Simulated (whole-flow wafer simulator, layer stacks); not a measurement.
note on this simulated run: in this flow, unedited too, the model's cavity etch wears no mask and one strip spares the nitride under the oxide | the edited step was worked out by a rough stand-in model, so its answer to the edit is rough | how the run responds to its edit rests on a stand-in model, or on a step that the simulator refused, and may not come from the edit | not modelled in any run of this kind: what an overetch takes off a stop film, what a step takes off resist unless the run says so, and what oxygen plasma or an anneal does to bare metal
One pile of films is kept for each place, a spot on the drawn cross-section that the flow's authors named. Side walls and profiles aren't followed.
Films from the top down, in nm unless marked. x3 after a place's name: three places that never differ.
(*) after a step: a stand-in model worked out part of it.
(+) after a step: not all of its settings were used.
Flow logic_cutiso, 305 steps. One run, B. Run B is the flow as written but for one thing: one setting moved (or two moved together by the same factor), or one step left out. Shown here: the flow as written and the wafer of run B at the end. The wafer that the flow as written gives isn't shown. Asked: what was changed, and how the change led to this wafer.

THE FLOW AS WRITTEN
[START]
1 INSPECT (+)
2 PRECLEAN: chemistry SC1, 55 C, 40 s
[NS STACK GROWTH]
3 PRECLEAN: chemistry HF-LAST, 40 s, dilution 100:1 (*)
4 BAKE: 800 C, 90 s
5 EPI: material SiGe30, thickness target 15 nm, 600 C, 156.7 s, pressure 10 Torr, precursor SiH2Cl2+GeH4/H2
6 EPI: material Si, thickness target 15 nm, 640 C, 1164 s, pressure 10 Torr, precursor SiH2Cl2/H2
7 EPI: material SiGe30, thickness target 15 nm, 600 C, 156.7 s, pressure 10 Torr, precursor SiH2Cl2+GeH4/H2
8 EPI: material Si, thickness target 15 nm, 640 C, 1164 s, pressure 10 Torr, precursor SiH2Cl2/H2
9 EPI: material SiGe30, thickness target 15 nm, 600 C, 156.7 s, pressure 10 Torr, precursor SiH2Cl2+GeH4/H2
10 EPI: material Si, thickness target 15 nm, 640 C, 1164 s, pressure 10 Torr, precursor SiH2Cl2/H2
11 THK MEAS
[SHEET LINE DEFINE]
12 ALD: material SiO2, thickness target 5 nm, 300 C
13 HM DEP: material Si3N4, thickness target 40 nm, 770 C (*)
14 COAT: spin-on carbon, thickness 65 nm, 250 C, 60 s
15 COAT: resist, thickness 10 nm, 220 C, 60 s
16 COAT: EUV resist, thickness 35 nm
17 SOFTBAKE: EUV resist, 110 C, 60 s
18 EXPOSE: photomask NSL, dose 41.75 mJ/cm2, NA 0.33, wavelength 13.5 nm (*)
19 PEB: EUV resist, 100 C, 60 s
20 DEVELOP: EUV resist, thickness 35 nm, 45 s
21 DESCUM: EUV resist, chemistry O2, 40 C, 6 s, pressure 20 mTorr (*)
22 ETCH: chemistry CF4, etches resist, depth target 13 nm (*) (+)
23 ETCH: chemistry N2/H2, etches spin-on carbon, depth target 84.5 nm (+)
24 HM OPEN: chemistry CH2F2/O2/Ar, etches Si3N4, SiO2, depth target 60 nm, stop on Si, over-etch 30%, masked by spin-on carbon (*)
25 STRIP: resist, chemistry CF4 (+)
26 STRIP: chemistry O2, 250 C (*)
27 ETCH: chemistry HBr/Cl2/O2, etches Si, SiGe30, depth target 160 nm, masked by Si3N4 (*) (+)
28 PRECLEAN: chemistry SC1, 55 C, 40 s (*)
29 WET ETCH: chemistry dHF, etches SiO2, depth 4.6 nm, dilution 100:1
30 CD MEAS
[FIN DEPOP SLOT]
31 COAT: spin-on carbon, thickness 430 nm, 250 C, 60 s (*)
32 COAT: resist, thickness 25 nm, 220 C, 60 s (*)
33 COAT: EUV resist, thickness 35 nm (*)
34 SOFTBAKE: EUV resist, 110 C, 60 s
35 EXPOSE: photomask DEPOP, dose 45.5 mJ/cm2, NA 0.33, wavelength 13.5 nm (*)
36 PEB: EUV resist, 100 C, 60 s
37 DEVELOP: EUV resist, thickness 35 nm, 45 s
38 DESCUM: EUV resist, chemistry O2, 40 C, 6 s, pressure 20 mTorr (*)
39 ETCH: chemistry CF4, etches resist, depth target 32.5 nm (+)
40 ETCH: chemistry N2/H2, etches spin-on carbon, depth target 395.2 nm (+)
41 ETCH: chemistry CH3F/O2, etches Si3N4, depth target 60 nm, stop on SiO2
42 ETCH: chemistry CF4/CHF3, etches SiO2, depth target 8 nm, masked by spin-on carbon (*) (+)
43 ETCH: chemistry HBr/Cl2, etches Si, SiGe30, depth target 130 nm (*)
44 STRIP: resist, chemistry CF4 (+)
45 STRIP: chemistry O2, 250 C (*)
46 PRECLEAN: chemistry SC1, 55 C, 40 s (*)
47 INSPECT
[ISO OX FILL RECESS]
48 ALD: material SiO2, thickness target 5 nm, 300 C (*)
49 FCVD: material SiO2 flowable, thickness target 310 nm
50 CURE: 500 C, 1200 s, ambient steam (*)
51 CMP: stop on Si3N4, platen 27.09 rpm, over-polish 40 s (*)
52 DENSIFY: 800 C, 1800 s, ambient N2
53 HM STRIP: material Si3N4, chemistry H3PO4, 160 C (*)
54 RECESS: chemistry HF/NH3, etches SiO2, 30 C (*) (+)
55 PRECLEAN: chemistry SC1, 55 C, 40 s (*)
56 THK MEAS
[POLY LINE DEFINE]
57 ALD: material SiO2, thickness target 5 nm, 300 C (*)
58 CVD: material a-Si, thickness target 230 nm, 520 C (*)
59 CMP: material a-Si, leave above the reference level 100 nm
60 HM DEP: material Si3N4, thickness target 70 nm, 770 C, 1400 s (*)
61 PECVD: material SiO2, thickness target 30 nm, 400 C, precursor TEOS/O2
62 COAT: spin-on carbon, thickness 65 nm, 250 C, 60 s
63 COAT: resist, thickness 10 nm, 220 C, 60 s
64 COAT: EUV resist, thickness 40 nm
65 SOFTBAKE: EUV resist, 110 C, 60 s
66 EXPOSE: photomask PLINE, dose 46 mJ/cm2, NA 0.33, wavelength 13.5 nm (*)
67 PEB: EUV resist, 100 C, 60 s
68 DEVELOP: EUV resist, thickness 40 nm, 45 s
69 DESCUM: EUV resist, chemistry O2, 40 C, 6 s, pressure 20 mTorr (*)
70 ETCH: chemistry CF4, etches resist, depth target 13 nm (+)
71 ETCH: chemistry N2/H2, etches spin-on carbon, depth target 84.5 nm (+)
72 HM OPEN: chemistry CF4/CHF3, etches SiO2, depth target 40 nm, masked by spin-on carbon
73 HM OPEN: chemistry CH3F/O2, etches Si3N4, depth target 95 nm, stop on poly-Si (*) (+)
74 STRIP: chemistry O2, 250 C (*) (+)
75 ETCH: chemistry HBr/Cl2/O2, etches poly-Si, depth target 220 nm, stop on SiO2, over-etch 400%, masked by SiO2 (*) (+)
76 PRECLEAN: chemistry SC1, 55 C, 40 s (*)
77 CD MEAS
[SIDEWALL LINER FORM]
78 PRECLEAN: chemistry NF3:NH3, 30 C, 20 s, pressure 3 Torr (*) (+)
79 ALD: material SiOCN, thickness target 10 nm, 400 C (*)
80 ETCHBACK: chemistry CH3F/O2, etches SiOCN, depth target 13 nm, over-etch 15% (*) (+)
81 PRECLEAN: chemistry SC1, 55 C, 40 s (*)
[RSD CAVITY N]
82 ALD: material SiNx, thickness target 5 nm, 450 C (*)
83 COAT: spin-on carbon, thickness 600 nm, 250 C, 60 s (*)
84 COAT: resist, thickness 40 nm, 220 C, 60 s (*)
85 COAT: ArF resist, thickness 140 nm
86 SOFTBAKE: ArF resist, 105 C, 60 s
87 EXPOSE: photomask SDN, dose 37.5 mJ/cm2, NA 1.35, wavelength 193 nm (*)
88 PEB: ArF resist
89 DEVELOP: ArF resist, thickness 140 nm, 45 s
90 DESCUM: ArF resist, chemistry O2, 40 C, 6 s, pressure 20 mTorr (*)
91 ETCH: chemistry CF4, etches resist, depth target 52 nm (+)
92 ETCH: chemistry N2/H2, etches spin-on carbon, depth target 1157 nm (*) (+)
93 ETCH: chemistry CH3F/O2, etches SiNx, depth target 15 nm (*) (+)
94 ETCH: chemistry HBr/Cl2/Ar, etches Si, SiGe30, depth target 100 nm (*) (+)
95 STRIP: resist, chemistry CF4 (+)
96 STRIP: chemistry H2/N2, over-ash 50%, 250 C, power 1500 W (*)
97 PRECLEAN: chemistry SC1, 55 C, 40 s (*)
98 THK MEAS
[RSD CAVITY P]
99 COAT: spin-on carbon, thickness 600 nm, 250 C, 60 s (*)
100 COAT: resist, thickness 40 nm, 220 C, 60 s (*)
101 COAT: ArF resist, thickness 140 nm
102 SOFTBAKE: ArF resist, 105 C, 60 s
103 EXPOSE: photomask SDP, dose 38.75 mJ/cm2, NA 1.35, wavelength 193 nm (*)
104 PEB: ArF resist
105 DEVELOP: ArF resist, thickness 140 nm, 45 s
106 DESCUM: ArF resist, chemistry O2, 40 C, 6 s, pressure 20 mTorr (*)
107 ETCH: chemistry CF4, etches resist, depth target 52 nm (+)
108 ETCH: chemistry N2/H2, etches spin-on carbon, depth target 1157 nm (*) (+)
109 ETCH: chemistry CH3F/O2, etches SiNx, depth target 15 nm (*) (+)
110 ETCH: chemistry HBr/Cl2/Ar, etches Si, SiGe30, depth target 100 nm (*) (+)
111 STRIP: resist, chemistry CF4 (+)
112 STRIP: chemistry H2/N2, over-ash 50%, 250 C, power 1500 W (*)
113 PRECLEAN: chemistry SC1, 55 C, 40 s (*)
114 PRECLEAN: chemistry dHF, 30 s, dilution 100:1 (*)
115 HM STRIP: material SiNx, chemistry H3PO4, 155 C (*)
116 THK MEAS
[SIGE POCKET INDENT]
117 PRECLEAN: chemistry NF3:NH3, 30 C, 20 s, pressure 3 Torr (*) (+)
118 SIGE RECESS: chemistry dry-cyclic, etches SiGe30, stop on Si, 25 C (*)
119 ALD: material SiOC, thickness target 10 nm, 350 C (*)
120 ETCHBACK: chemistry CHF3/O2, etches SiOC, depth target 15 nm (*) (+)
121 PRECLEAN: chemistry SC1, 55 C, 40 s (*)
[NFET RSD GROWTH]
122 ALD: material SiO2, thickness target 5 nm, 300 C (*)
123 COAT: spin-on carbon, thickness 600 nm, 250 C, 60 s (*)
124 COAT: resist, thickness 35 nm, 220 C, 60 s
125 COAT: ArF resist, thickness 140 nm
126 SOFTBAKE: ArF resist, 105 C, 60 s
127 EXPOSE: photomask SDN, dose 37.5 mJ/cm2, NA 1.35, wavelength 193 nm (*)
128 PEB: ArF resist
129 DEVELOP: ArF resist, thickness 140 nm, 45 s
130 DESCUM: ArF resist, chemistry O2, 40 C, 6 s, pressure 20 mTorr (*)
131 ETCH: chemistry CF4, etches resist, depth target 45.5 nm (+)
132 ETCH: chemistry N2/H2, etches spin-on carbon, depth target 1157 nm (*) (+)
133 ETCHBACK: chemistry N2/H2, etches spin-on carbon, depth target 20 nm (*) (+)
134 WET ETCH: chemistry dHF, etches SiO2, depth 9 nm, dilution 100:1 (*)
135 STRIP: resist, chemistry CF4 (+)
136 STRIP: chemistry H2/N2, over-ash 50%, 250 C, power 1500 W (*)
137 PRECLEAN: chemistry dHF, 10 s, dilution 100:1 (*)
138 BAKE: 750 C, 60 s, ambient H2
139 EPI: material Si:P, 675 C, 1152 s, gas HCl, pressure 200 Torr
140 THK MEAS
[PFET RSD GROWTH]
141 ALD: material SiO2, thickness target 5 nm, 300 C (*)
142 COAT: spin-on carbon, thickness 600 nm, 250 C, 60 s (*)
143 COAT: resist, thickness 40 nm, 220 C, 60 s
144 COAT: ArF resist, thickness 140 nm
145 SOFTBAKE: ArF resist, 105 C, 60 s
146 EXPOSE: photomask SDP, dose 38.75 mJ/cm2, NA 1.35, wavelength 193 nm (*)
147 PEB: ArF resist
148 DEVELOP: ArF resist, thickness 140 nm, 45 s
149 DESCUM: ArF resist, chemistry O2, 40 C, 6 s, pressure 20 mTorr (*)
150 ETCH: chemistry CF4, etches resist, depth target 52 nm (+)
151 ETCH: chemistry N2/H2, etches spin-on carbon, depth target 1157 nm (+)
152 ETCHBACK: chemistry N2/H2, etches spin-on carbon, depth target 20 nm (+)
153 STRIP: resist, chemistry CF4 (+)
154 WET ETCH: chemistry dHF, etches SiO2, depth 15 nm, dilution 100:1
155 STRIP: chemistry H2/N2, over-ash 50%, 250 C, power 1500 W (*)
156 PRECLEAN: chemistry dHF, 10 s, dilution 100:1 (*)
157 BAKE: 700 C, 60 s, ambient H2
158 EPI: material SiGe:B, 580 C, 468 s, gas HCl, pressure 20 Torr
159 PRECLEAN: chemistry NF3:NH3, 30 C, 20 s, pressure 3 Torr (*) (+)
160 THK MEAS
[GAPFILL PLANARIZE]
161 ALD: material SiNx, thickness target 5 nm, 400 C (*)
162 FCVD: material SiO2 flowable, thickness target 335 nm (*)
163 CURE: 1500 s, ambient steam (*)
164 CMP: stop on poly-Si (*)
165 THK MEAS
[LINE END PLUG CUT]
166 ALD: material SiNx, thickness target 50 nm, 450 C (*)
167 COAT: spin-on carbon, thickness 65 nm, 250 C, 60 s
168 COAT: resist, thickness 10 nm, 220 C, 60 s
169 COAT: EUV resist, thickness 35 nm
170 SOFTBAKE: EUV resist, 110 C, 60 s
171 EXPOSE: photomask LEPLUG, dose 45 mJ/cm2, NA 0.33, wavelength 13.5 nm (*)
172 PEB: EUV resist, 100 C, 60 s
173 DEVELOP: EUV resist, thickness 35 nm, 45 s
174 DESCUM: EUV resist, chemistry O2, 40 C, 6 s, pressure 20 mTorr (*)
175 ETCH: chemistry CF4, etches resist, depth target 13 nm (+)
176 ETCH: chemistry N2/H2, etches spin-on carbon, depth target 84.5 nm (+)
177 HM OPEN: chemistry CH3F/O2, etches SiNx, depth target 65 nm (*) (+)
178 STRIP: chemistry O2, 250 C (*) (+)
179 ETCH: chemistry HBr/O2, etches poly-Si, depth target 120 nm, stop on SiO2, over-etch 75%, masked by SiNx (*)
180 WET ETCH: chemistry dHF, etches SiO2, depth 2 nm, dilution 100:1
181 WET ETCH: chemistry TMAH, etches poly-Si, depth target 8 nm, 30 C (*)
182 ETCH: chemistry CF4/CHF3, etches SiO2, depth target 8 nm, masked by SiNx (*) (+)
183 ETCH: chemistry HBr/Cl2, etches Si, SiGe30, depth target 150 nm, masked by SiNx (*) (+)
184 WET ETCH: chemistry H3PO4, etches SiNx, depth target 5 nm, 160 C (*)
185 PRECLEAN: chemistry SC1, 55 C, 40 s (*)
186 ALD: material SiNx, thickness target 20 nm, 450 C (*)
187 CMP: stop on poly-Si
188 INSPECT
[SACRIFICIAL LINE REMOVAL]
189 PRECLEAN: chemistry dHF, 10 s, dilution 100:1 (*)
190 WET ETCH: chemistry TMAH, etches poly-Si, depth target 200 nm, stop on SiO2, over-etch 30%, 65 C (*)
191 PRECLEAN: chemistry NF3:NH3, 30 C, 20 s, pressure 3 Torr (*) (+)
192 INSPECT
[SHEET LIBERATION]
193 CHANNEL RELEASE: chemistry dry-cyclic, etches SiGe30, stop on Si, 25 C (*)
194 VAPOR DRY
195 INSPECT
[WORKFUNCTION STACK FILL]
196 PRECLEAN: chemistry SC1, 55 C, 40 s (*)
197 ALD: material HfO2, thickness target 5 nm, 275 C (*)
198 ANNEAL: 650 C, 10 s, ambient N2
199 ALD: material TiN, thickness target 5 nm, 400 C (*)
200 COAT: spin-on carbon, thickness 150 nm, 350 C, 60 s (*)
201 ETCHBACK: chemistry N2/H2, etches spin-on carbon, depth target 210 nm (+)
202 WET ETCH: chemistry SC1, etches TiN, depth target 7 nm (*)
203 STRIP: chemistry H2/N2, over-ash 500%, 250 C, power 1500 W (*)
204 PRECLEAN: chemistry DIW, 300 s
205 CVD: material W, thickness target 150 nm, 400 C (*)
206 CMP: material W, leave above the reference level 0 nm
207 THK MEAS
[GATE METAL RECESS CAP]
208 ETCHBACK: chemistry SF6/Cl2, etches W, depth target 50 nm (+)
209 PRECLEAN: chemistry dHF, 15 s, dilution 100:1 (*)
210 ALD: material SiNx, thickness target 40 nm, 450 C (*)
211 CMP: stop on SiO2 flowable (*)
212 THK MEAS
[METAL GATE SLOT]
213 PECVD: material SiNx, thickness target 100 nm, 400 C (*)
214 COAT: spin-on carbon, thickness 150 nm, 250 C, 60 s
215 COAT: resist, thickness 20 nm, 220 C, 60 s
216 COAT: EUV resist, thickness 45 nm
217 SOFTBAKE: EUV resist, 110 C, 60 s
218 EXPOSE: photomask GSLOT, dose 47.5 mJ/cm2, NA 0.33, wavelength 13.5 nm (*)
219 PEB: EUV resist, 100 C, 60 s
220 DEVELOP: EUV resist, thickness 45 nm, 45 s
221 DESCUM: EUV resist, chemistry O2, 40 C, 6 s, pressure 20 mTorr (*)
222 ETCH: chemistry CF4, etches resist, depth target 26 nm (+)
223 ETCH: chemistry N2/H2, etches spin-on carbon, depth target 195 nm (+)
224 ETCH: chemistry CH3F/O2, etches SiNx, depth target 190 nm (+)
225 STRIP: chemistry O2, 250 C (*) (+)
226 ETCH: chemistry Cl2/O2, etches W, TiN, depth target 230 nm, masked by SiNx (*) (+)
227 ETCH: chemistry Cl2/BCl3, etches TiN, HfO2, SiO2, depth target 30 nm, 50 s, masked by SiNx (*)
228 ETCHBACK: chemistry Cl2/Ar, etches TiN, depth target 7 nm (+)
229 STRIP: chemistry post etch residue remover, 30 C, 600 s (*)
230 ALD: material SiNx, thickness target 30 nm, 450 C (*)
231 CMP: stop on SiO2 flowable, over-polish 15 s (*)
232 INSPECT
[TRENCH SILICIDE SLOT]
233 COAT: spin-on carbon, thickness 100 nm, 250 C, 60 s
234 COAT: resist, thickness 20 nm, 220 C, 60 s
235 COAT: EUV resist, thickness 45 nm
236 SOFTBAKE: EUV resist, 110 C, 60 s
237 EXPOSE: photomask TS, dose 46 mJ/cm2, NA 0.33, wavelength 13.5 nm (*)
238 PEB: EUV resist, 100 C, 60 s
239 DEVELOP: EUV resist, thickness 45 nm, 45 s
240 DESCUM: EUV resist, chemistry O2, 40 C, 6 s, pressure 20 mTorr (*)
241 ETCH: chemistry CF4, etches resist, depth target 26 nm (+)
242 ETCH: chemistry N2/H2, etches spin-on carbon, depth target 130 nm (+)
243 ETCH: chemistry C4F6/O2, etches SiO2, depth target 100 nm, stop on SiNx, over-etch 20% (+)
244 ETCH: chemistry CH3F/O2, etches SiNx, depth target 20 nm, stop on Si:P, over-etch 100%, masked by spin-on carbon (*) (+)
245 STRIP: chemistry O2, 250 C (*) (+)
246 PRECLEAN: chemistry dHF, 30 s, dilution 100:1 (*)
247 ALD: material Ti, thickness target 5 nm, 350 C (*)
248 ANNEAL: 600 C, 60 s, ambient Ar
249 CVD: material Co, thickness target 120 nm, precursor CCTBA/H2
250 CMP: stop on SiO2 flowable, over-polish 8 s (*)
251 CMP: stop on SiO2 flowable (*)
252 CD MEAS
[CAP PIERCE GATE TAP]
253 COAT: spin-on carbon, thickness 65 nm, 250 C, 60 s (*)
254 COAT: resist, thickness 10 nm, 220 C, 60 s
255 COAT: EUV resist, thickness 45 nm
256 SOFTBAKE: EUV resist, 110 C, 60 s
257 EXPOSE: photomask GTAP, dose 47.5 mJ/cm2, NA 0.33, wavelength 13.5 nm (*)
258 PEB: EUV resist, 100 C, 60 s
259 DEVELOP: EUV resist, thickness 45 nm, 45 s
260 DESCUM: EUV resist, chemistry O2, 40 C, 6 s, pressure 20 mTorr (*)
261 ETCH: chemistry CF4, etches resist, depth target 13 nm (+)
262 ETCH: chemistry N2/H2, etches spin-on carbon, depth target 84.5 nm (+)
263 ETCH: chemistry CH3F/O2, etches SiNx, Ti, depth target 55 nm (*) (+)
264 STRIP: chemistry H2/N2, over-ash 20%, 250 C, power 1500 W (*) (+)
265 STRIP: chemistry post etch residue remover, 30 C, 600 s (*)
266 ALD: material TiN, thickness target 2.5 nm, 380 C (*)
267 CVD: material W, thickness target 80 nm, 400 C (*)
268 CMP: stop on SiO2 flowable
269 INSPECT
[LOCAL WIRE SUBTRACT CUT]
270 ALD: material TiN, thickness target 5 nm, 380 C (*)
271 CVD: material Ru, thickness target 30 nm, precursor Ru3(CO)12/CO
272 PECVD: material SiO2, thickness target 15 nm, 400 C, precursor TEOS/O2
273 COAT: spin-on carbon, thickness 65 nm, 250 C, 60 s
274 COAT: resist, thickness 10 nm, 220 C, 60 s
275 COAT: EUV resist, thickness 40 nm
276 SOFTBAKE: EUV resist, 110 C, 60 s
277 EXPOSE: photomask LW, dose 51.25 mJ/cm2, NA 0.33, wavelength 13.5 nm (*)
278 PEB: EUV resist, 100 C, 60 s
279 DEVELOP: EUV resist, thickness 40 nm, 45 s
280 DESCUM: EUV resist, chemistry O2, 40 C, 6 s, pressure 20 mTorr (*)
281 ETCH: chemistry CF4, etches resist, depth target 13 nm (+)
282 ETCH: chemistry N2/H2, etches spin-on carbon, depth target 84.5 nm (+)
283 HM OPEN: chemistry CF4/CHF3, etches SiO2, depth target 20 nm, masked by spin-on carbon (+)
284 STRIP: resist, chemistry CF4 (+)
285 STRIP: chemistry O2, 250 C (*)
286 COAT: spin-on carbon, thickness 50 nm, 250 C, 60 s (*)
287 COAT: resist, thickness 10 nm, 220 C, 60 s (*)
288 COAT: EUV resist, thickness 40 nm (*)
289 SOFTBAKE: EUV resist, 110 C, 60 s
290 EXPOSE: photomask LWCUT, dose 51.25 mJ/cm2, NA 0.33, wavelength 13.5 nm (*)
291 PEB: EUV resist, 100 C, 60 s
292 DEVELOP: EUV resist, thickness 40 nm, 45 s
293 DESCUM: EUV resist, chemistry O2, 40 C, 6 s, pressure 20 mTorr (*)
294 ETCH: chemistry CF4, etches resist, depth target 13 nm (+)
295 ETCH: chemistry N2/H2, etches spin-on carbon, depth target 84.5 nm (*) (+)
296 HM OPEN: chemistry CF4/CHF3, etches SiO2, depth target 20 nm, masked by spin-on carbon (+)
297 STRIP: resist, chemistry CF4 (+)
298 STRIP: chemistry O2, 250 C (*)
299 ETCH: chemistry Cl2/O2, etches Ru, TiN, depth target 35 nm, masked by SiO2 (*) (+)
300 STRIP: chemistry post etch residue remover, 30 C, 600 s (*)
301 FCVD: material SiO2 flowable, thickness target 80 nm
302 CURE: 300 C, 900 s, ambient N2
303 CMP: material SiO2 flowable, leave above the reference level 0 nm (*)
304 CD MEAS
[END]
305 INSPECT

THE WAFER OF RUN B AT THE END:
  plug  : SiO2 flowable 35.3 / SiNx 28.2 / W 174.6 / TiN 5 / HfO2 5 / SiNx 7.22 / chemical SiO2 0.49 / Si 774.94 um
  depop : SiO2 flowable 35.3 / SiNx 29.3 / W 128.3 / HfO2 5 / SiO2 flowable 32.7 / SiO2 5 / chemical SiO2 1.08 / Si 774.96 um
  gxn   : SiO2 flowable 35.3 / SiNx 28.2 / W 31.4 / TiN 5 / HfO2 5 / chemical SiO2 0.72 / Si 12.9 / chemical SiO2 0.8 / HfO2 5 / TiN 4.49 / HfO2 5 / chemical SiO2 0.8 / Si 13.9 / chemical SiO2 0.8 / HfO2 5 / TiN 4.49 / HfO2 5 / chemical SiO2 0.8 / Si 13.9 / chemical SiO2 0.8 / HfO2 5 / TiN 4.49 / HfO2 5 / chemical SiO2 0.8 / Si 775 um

The cause: step 186, ALD: thickness target 9 nm was run, where the flow has thickness target 20 nm.

How the change led to this, step by step:
  186 ALD: material SiNx, thickness target 20 nm, 450 C (*)
      depop, dpovl, gfld and 18 more: SiNx +9 (as written it would be: SiNx +20)
      plug: SiNx +9 (new film) (as written it would be: SiNx +284.2 (new film))
  187 CMP: stop on poly-Si
      plug: nothing (as written it would be: SiNx -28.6)
      depop, dpovl, gfld and 18 more: SiNx -17.6 (all of it) (as written it would be: SiNx -28.6 (all of it))
  200 COAT: spin-on carbon, thickness 150 nm, 350 C, 60 s (*)
      lnr, lnrp: spin-on carbon +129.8 (new film) (as written it would be: spin-on carbon +133.9 (new film))
      iso: spin-on carbon +142 (new film) (as written it would be: spin-on carbon +145.4 (new film))
      (and at 7 more places)
  201 ETCHBACK: chemistry N2/H2, etches spin-on carbon, depth target 210 nm (+)
      plug: spin-on carbon -210 (as written it would be: spin-on carbon -134.1 (all of it))
      lnr, lnrp: spin-on carbon -129.8 (all of it) (as written it would be: spin-on carbon -133.9 (all of it))
      (and at 7 more places)
  202 WET ETCH: chemistry SC1, etches TiN, depth target 7 nm (*)
      plug: spin-on carbon -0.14 (as written it would be: TiN -5 (all of it))
  203 STRIP: chemistry H2/N2, over-ash 500%, 250 C, power 1500 W (*)
      plug: spin-on carbon -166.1 (all of it) (as written it would be: nothing)
      gxn, gxp: spin-on carbon -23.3 (all of it) (as written it would be: spin-on carbon -26.8 (all of it))
      (and at 5 more places)
  205 CVD: material W, thickness target 150 nm, 400 C (*)
      plug: W +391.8 (new film) (as written it would be: W +150.2 (new film))
  206 CMP: material W, leave above the reference level 0 nm
      plug: W -167.2 (as written it would be: W -150.2 (all of it), HfO2 -5 (all of it), SiNx -12)
  208 ETCHBACK: chemistry SF6/Cl2, etches W, depth target 50 nm (+)
      plug: W -50 (as written it would be: SiNx -12.5)
  210 ALD: material SiNx, thickness target 40 nm, 450 C (*)
      plug: SiNx +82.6 (new film) (as written it would be: SiNx +42.5)
  211 CMP: stop on SiO2 flowable (*)
      plug: SiNx -43.3 (as written it would be: SiNx -40.3)
Counting metal films that touch as one body, plug has 1 body; the flow as written gives 0 bodies.
